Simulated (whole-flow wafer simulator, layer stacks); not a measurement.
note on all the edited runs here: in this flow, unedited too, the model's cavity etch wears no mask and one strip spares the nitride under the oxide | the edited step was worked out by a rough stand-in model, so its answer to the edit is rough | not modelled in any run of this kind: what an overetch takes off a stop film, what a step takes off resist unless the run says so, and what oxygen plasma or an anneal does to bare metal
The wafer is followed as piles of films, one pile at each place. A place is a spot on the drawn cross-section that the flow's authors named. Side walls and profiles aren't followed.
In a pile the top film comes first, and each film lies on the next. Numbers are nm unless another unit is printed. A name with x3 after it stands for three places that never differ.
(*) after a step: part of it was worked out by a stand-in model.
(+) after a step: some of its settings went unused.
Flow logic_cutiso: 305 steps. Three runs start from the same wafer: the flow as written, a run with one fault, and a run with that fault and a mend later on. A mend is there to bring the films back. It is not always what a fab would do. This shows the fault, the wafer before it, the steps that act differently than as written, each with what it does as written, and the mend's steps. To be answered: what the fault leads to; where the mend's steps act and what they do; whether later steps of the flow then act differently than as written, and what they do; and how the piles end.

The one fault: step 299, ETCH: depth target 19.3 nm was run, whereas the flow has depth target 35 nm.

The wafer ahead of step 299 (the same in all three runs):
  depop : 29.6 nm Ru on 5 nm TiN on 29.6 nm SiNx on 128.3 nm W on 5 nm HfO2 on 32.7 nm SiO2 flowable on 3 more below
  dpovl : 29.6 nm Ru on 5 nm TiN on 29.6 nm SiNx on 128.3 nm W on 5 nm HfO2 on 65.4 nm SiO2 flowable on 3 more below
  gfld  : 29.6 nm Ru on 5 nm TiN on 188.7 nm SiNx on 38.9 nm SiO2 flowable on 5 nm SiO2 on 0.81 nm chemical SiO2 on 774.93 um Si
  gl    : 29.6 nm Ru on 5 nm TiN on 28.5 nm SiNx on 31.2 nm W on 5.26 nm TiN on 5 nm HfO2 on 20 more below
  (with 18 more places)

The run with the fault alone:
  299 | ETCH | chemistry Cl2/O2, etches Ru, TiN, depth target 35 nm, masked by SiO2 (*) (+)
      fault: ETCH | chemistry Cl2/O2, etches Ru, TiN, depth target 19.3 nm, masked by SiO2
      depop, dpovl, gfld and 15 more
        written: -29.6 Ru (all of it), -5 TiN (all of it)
        fault: -19.3 Ru
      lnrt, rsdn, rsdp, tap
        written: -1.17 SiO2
        fault: -0.64 SiO2
  Later steps of the flow acting differently than as written (1 other step is not shown; it differs only slightly, by no more than 2% or 0.5 nm, whichever is larger):
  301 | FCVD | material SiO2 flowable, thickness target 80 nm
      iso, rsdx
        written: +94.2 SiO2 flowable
        fault: +89.9 SiO2 flowable (new film)
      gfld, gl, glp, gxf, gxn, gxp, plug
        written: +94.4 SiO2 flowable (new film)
        fault: +89.9 SiO2 flowable (new film)
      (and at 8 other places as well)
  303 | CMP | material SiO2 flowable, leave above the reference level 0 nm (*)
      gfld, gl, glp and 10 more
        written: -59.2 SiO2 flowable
        fault: -70.3 SiO2 flowable
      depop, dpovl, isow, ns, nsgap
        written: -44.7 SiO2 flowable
        fault: -60.3 SiO2 flowable
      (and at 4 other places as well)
  By the end, the piles at depop, dpovl, gfld and 15 more depart from the flow's by more than 2% or 0.5 nm, whichever is larger.
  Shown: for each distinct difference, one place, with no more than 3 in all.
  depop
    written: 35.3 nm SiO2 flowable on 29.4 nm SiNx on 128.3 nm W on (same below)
    fault: 19.7 nm SiO2 flowable on 10.3 nm Ru on 5 nm TiN on 29.6 nm SiNx on 128.3 nm W on (same below)
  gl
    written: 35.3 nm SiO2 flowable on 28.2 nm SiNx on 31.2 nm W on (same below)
    fault: 19.7 nm SiO2 flowable on 10.3 nm Ru on 5 nm TiN on 28.5 nm SiNx on 31.2 nm W on (same below)
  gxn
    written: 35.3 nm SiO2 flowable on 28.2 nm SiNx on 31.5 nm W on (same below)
    fault: 19.7 nm SiO2 flowable on 10.3 nm Ru on 5 nm TiN on 28.5 nm SiNx on 31.5 nm W on (same below)

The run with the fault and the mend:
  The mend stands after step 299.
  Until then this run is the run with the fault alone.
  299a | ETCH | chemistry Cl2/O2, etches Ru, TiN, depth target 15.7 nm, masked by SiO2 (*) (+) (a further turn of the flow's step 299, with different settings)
      depop, dpovl, gfld and 15 more
        -10.3 Ru (all of it), -5 TiN (all of it)
      lnrt, rsdn, rsdp, tap
        -0.52 SiO2
  Every later step of the flow that is run acts as written at every place that is followed.
  By the end, the piles equal the flow's at every place that both follow.
